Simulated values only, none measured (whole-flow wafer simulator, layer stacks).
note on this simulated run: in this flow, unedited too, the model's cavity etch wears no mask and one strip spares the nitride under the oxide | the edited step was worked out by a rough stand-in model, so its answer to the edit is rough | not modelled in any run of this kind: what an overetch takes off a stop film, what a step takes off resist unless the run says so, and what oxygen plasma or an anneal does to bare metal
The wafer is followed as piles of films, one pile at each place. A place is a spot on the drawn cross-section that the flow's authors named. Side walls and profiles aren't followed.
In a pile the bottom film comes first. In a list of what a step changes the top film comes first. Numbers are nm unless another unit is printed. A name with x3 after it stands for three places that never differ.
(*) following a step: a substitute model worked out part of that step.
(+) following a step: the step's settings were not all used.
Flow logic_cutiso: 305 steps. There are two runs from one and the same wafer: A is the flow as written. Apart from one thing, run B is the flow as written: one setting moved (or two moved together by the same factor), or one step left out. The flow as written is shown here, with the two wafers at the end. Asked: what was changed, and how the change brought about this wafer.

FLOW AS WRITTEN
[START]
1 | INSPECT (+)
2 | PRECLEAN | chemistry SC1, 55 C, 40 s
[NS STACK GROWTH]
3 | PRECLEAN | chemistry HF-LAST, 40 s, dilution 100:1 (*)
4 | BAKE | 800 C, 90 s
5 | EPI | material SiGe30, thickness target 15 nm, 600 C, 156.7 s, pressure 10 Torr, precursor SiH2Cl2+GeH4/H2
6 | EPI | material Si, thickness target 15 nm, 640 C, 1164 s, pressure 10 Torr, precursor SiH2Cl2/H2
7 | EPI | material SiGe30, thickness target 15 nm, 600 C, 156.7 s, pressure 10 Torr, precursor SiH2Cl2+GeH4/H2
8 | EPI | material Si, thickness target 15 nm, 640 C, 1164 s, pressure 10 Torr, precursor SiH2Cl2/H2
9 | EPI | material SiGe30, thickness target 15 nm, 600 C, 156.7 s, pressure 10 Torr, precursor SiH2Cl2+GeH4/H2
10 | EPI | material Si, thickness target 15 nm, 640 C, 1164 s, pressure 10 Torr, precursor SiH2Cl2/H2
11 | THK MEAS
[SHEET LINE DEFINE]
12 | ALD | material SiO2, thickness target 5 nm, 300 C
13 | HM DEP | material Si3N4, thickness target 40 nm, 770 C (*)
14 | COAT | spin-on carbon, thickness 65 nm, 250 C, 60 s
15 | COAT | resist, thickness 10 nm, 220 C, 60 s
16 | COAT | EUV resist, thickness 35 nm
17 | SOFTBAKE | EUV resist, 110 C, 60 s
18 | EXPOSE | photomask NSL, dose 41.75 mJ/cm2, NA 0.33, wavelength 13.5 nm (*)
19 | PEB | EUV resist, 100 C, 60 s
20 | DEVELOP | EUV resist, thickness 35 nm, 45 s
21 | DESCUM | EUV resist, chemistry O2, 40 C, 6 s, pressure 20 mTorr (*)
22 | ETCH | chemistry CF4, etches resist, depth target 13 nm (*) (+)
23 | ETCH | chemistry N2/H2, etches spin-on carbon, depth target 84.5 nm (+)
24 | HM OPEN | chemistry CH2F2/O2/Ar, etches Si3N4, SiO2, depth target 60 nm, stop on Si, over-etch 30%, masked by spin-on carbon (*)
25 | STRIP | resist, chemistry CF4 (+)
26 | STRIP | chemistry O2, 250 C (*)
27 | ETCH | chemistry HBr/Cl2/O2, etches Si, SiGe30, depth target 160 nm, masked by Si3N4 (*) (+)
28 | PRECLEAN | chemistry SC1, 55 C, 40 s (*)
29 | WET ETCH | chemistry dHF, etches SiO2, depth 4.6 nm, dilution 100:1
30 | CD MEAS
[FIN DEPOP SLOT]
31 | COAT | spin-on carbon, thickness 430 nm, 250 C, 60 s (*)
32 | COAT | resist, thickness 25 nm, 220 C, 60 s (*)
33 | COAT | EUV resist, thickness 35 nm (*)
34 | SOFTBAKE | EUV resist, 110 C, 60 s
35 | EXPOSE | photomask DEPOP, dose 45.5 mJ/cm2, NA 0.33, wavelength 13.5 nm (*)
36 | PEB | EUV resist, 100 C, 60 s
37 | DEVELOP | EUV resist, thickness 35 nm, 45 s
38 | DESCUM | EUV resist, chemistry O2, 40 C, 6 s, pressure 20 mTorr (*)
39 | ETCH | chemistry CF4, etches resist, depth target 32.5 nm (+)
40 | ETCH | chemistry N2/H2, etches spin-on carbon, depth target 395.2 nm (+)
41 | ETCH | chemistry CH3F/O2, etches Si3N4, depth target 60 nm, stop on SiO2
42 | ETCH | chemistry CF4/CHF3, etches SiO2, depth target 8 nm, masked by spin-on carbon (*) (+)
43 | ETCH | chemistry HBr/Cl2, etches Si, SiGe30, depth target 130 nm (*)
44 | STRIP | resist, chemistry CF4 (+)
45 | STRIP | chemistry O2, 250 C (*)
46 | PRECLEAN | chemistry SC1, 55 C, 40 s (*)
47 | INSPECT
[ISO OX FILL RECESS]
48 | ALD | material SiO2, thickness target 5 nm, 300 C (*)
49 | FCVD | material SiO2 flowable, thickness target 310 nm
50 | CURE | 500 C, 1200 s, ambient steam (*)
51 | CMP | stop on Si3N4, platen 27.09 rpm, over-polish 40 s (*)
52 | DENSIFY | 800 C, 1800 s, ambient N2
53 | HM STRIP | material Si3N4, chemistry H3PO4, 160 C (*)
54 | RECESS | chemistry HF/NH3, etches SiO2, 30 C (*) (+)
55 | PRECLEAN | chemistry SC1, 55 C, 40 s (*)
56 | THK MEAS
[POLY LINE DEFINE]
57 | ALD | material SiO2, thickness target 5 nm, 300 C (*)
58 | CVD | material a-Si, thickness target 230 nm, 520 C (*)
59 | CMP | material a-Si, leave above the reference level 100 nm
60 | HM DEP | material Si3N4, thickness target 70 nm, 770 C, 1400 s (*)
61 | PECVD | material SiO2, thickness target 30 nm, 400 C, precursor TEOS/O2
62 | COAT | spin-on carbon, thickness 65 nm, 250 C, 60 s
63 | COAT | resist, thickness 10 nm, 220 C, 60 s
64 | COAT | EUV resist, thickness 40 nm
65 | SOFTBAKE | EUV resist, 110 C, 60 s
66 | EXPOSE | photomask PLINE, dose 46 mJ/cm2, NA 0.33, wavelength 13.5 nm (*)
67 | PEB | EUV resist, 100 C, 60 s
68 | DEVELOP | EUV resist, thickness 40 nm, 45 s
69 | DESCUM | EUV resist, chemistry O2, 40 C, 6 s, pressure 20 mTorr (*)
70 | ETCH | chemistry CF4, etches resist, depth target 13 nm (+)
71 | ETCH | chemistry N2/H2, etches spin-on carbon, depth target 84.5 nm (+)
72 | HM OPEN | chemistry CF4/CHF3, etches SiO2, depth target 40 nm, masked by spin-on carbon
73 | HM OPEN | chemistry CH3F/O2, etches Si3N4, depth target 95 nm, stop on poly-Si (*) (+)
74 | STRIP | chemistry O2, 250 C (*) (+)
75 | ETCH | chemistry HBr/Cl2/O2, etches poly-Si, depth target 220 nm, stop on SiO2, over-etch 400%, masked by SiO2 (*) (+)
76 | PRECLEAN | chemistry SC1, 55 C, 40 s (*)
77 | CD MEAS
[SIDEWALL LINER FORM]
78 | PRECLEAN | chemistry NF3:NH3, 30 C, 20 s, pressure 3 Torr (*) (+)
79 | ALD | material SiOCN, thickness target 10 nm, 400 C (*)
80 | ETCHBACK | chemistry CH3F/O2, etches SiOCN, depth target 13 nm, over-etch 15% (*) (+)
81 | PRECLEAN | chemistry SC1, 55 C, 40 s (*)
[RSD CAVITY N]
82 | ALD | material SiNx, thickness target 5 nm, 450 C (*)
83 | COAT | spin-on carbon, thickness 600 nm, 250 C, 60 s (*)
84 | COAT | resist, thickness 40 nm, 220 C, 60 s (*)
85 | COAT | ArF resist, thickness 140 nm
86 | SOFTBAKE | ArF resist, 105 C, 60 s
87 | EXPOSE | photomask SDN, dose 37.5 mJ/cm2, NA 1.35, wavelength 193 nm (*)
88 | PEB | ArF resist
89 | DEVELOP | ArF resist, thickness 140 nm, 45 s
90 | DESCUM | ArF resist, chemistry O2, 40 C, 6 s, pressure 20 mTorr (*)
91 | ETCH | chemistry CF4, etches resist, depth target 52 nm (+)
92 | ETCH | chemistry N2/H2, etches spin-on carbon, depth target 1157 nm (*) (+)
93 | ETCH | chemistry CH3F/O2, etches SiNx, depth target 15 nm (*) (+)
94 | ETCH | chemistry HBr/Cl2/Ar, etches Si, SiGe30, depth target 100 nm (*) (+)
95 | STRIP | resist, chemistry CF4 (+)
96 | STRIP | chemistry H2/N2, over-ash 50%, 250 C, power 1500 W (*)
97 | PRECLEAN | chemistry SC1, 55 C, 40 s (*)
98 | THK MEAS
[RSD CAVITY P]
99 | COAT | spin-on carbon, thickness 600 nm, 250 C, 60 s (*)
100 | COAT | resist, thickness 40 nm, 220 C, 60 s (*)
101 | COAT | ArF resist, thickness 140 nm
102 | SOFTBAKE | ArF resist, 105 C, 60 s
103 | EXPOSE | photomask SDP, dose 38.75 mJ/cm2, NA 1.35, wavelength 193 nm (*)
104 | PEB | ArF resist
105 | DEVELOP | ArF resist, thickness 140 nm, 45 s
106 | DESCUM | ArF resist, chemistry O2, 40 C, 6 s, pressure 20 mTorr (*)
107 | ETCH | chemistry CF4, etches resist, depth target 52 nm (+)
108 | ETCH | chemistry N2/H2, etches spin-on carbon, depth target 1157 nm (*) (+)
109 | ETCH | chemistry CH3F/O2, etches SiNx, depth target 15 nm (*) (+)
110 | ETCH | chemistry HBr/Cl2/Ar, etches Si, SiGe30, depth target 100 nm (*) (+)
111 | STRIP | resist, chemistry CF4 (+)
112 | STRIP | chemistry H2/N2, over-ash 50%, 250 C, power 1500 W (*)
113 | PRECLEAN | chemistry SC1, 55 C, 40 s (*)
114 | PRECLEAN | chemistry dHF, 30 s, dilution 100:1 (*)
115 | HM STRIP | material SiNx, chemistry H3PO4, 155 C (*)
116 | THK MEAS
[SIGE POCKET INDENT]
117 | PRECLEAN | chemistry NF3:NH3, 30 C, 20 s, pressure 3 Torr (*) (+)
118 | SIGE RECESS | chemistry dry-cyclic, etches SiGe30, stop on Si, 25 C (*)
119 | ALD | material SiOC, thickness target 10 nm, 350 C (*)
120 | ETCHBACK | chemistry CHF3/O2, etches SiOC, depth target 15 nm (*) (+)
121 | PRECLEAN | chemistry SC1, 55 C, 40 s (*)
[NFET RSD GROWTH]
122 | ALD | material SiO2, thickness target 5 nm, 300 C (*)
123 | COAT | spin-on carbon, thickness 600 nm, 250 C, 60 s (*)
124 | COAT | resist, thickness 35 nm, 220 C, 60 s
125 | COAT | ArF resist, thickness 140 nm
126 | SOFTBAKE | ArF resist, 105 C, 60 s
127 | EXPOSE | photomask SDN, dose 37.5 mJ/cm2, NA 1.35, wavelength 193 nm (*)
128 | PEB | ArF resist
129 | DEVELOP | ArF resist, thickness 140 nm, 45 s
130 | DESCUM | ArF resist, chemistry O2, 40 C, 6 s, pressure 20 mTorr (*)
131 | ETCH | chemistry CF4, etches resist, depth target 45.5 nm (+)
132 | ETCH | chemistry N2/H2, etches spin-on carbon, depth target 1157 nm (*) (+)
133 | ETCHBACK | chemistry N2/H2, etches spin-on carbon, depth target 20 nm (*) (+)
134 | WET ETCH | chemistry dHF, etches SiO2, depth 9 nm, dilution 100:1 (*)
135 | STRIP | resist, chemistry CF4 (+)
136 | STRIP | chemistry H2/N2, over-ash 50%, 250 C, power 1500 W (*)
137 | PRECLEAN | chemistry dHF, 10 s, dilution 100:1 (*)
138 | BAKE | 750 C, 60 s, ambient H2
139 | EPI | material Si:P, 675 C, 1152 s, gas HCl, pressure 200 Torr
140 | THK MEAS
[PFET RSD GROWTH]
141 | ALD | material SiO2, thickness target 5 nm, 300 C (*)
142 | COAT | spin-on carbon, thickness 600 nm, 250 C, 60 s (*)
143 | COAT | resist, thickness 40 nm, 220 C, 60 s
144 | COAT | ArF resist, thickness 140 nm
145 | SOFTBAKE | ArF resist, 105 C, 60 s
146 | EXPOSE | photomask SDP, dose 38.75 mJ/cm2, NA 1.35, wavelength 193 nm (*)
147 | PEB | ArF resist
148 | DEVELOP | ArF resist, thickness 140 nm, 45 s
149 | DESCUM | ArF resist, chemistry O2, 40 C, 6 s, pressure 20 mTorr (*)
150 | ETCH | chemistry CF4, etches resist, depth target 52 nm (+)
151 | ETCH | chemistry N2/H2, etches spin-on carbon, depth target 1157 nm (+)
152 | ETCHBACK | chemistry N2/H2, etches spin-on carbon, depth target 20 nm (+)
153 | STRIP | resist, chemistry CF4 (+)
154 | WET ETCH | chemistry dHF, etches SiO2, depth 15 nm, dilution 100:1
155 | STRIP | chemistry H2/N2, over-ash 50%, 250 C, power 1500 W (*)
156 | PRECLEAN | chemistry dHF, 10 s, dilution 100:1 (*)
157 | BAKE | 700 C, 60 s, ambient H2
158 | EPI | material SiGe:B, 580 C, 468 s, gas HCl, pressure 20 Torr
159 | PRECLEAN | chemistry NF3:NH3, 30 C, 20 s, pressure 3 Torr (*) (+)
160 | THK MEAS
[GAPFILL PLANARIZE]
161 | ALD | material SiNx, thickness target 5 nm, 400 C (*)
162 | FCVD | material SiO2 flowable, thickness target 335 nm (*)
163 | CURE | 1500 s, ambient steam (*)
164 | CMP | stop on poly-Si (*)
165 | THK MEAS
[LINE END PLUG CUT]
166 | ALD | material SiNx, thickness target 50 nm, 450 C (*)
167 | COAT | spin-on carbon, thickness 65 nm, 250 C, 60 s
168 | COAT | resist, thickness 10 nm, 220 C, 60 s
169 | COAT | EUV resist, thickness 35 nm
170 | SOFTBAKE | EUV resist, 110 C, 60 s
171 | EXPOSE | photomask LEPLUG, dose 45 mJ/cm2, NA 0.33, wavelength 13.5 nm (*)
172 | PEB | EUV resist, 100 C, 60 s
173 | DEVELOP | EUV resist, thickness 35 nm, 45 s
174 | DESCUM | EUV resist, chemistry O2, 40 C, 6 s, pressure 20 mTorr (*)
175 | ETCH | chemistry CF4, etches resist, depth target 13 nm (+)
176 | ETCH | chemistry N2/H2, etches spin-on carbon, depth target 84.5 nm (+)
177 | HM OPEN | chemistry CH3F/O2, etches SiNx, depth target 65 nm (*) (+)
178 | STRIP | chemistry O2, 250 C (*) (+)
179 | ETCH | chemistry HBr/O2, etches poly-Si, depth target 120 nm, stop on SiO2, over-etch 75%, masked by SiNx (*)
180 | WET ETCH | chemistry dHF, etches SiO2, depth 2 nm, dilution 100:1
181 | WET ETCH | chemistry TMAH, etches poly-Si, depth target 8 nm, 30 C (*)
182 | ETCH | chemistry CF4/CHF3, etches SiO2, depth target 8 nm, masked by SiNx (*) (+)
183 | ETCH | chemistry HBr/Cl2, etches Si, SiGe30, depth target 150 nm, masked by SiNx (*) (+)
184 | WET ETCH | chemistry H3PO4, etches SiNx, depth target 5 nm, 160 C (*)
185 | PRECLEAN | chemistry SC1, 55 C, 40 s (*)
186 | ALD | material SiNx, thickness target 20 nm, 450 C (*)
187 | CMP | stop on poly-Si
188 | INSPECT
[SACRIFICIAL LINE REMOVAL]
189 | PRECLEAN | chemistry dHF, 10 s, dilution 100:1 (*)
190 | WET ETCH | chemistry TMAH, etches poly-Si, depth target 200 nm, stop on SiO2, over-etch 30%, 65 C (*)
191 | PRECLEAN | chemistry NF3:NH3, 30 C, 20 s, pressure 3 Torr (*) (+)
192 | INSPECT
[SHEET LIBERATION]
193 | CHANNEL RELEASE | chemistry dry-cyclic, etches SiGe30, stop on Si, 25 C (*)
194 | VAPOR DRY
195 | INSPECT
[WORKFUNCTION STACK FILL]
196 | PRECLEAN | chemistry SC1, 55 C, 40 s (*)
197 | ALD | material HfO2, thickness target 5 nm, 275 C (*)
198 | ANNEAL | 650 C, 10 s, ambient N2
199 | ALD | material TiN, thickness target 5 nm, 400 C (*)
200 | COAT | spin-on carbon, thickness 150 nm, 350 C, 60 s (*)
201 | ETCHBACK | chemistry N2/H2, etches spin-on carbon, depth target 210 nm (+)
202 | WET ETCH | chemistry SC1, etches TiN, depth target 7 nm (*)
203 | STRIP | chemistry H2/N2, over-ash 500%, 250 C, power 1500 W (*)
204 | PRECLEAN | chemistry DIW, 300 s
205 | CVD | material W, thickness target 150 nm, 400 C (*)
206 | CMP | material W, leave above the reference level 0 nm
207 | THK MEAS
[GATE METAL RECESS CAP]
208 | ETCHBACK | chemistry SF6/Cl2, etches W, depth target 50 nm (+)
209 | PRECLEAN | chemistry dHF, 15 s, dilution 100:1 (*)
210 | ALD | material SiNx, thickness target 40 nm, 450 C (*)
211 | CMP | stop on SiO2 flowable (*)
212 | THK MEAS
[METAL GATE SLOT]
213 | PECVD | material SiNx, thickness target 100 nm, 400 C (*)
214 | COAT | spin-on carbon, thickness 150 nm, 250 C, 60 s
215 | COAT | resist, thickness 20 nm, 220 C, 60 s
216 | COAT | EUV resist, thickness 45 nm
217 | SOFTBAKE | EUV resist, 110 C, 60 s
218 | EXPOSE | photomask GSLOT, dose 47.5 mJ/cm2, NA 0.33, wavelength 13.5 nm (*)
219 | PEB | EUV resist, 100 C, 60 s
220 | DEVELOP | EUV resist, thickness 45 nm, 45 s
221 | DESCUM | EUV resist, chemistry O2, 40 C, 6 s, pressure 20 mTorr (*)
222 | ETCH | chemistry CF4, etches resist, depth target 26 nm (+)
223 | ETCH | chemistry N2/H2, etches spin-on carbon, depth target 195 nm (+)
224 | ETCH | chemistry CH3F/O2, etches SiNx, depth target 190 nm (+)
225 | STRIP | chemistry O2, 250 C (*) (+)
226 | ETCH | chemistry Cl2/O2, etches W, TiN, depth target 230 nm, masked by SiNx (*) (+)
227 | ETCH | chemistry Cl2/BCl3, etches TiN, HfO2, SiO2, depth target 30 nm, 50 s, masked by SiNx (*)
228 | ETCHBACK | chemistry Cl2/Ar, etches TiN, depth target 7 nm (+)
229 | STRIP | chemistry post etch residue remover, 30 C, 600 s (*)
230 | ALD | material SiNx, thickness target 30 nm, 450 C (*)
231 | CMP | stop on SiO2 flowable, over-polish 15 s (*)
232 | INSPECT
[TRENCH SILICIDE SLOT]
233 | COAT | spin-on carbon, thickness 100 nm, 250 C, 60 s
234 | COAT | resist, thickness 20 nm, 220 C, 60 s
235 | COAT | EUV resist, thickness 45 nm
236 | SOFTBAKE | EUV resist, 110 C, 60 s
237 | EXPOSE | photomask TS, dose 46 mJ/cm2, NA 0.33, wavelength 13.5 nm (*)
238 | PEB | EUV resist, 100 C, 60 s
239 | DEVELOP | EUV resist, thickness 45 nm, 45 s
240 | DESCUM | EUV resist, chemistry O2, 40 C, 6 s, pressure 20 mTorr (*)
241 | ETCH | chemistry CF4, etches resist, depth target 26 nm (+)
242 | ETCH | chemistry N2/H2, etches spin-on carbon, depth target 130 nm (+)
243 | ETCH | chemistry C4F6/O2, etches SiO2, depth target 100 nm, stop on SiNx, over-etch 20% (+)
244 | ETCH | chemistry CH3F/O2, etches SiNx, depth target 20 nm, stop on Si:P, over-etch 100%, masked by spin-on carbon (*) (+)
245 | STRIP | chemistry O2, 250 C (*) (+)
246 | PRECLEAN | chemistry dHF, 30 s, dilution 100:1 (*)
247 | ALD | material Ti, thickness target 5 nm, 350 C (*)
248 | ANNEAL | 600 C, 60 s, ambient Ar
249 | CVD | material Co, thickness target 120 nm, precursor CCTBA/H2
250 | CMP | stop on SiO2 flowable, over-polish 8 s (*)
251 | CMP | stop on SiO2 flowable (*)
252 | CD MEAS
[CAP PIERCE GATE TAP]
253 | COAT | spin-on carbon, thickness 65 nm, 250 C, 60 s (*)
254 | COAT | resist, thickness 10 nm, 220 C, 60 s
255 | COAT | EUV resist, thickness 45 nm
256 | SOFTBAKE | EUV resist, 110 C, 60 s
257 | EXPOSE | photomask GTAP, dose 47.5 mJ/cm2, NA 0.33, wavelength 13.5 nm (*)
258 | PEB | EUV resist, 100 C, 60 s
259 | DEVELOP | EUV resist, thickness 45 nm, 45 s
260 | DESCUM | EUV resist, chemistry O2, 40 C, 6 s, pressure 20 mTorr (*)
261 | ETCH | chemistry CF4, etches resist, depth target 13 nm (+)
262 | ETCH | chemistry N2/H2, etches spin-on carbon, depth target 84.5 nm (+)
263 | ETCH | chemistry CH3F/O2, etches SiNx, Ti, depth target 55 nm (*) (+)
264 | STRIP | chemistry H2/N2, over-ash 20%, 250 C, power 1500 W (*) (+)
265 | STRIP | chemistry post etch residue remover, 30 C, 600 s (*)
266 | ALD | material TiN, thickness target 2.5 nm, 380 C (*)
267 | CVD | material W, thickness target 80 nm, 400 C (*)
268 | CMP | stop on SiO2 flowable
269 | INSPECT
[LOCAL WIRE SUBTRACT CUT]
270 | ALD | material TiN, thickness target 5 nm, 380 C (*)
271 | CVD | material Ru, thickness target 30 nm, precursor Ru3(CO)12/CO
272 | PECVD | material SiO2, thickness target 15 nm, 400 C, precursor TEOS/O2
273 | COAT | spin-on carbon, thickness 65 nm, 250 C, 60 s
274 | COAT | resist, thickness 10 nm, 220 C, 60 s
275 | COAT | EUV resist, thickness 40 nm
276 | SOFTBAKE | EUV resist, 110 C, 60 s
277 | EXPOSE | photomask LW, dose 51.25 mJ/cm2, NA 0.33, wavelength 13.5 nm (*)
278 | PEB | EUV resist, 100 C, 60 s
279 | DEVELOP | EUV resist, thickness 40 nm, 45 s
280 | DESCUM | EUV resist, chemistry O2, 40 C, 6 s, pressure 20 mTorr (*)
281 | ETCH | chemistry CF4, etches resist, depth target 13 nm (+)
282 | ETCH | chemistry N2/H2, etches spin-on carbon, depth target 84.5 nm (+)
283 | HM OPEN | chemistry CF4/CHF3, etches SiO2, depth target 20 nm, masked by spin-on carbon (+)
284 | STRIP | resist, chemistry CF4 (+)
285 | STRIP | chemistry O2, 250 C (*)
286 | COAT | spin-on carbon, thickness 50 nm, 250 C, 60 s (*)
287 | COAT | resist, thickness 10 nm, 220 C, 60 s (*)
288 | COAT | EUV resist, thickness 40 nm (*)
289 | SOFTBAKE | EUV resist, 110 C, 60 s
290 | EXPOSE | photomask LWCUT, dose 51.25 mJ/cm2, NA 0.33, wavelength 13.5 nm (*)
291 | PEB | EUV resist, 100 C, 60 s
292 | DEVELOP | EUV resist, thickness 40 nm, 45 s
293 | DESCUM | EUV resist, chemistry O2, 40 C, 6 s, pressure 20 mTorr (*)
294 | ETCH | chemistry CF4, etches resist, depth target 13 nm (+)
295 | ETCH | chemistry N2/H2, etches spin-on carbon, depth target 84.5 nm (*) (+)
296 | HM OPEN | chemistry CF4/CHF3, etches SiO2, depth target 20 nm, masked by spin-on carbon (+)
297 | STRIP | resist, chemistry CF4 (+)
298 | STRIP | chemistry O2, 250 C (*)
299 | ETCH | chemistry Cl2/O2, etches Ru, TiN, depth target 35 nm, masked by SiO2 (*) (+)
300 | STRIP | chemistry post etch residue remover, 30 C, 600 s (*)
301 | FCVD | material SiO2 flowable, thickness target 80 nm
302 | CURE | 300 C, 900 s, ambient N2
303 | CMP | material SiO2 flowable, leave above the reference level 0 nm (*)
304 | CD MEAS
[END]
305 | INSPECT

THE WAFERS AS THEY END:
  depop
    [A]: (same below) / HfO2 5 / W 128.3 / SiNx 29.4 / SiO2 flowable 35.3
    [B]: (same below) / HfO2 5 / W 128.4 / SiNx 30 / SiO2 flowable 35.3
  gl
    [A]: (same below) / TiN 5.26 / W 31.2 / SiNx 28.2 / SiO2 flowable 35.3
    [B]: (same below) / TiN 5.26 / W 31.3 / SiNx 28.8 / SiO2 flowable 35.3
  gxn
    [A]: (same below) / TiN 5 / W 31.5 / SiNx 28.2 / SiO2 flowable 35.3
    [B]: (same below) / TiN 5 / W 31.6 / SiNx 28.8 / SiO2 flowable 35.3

Cause: step 162, FCVD: thickness target 142.4 nm was run, while the flow as written has thickness target 335 nm.

Step by step, how the change led to this:
  162 | FCVD | material SiO2 flowable, thickness target 335 nm (*)
      depop, dpovl, isow, ns, nsgap: A SiO2 flowable gains 335 (new film) | B SiO2 flowable gains 142.4 (new film)
      rsdn, rsdp, rsdw, rsdx: A SiO2 flowable gains 423.9 (new film) | B SiO2 flowable gains 231.3 (new film)
      (as well as at 13 more places)
  163 | CURE | 1500 s, ambient steam (*)
      depop, dpovl, isow, ns, nsgap: A SiO2 flowable loses 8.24 | B SiO2 flowable loses 3.55
      gfld: A SiO2 flowable loses 7.46 | B SiO2 flowable loses 3.33
      (as well as at 16 more places)
  164 | CMP | stop on poly-Si (*)
      depop, dpovl, isow, ns, nsgap: A SiO2 flowable loses 326.8 (all of it), SiNx loses 5 (all of it), SiO2 loses 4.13 (all of it), Si3N4 loses 70 (all of it) | B SiO2 flowable loses 138.9 (all of it), SiNx loses 5 (all of it), SiO2 loses 4.13 (all of it), Si3N4 loses 70 (all of it)
      lnr, lnrt: A SiO2 flowable loses 260.9 (all of it), SiNx loses 5 (all of it), SiOCN loses 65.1 | B SiO2 flowable loses 72.8 (all of it), SiNx loses 5 (all of it), SiOCN loses 65.1
      (as well as at 15 more places)
  250 | CMP | stop on SiO2 flowable, over-polish 8 s (*)
      iso: A Co loses 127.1 | B Co loses 127.9 (all of it)
  251 | CMP | stop on SiO2 flowable (*)
      iso: A Co loses 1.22 (all of it), Ti loses 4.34 | B Ti loses 4.7
